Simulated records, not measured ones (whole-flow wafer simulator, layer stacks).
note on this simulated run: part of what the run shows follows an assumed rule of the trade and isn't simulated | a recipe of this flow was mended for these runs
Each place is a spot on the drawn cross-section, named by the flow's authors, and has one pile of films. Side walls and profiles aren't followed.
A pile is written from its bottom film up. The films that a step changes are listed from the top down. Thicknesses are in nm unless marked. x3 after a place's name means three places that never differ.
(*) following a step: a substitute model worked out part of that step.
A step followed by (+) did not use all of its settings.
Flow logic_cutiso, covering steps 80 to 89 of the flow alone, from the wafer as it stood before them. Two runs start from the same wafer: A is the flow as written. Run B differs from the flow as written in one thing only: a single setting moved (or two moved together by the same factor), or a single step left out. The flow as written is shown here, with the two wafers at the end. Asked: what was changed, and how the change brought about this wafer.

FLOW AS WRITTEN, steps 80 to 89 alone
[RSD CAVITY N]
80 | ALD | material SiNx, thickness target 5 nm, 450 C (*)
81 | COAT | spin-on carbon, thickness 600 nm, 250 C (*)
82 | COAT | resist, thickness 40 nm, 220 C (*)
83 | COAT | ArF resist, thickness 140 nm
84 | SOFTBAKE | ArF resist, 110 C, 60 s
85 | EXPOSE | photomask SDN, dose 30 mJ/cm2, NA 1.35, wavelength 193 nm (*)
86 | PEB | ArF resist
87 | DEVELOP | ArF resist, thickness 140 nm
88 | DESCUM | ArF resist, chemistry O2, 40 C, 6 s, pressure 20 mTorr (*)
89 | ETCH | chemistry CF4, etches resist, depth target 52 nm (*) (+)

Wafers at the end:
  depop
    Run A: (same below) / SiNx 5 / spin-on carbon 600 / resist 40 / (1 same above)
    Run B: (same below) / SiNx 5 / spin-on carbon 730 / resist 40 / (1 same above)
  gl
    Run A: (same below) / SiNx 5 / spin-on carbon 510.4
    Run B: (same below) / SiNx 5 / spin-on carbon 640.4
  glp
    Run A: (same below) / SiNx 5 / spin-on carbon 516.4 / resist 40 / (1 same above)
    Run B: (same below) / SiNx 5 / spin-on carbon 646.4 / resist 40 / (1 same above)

The reason: step 81, COAT: thickness 730 nm was run, though the flow has thickness 600 nm.
The wafer lets one read it off: depop has spin-on carbon 730, and step 81 as written asks for 600 nm.

The path from the change to this, step by step:
  81 | COAT | spin-on carbon, thickness 600 nm, 250 C (*)
      depop, dpovl x3, ns: A +600 spin-on carbon (new film) | B +730 spin-on carbon (new film)
      gfld, gxf, gxn, gxp: A +516.3 spin-on carbon (new film) | B +646.3 spin-on carbon (new film)
      (also at 13 further places)
